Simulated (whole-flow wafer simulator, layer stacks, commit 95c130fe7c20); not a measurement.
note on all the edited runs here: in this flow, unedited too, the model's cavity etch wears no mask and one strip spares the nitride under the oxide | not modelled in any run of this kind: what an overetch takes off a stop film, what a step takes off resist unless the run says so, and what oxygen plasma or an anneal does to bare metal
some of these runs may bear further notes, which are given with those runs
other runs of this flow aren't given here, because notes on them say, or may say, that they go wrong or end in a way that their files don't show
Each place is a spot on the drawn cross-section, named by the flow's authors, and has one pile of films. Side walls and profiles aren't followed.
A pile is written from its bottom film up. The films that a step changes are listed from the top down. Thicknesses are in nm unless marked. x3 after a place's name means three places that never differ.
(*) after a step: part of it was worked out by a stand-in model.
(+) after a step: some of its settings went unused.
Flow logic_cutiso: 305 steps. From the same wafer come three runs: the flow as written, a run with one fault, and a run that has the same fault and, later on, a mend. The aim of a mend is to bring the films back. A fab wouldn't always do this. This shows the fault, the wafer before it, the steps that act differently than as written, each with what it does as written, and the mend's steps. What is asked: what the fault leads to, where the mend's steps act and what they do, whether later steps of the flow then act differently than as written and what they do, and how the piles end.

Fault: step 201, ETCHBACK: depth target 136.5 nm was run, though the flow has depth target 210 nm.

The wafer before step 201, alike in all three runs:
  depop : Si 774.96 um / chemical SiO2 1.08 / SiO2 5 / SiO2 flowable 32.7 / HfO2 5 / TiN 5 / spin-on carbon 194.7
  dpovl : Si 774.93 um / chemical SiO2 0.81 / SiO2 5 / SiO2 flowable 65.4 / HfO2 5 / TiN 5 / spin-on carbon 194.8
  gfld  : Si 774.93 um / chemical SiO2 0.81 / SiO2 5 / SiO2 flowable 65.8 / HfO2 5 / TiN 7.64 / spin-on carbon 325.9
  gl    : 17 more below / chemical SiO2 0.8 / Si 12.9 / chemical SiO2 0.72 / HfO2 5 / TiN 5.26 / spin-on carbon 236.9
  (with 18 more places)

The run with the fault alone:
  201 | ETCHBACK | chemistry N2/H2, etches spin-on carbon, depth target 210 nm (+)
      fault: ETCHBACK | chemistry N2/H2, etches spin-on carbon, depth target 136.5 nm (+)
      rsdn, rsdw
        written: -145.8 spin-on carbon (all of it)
        fault: -136.5 spin-on carbon
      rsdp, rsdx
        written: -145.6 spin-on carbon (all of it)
        fault: -136.5 spin-on carbon
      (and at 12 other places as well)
  Steps further on in the flow that do not act as written:
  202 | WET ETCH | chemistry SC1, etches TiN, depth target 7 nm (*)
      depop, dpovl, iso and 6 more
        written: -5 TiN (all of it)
        fault: -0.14 spin-on carbon
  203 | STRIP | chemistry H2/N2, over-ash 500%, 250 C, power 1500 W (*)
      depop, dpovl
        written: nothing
        fault: -58.1 spin-on carbon (all of it)
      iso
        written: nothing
        fault: -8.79 spin-on carbon (all of it)
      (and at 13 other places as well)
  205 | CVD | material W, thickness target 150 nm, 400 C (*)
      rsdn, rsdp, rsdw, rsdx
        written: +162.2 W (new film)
        fault: +157.2 W (new film)
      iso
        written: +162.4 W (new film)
        fault: +157.4 W (new film)
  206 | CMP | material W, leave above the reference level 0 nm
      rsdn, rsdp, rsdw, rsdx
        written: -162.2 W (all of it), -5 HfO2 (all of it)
        fault: -157.2 W (all of it), -5 TiN (all of it), -5 HfO2 (all of it)
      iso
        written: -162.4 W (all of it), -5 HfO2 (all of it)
        fault: -157.4 W (all of it), -5 TiN (all of it), -5 HfO2 (all of it)
  By the end, the piles at depop, dpovl, isow, nsgap depart from the flow's by more than 2% or 0.5 nm, whichever is larger.
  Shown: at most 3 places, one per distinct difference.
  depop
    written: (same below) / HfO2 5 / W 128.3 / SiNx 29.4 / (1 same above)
    fault: (same below) / HfO2 5 / TiN 5 / W 123.3 / SiNx 29.4 / (1 same above)

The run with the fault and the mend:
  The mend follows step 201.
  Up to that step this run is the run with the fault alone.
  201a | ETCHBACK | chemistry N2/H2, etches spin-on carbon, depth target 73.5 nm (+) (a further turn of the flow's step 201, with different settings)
      gfld, gl, glp, gxf, gxn, gxp, tap
        -73.5 spin-on carbon
      depop
        -58.2 spin-on carbon (all of it)
      dpovl
        -58.3 spin-on carbon (all of it)
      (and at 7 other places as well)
  None of the later steps of the flow acts differently than as written at any place that is followed.
  The piles end the same as the flow's at every place that both follow.
